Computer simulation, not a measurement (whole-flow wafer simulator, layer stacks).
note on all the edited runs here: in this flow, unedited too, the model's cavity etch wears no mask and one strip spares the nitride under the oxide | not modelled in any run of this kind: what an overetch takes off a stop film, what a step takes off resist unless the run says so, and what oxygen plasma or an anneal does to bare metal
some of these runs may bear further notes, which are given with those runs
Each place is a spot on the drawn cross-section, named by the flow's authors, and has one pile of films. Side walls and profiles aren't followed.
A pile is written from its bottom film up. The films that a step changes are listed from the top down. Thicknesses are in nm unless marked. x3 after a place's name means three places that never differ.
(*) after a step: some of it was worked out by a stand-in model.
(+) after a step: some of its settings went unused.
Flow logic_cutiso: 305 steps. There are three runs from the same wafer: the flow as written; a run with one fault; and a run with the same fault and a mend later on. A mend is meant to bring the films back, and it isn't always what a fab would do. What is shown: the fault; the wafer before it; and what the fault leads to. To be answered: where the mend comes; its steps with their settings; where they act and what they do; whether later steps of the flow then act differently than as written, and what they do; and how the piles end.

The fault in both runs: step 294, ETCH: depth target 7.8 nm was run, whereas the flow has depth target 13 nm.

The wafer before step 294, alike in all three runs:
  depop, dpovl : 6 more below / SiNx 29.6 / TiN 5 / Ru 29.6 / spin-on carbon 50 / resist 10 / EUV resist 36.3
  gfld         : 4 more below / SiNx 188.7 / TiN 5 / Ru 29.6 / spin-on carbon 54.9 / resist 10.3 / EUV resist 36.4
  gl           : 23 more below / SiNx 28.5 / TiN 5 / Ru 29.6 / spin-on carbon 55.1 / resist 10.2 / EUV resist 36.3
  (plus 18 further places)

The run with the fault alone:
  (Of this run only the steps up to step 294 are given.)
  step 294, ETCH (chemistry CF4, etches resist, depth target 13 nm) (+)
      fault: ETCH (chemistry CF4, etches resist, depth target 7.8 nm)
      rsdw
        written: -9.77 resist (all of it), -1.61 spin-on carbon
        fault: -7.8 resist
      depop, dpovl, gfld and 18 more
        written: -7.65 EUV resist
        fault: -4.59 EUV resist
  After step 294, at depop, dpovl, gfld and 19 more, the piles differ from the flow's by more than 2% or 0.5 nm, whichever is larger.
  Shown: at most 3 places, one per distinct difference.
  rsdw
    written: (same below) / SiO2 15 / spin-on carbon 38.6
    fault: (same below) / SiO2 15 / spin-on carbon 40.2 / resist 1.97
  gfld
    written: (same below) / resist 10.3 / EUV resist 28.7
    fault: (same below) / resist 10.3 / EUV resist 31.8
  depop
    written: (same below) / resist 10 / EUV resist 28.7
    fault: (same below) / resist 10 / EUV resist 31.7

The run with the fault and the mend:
  The mend follows step 294.
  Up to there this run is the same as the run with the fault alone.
  step 294a, ETCH (chemistry CF4, etches resist, depth target 5.2 nm) (*) (+) (a further turn of the flow's step 294, with different settings)
      depop, dpovl, gfld and 18 more
        -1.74 EUV resist
      rsdw
        -1.97 resist (all of it), -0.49 spin-on carbon
  Later steps of the flow acting differently than as written (not shown: 2 more steps that differ only slightly, by at most 2% or 0.5 nm, whichever is larger):
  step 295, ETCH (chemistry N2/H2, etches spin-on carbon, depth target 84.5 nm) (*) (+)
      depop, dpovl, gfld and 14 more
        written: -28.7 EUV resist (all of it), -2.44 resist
        mend: -30 EUV resist (all of it), -2.49 resist
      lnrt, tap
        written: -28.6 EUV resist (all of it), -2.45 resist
        mend: -29.9 EUV resist (all of it), -2.49 resist
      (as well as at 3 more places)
  At every place that both follow, the piles at the end match the flow's.
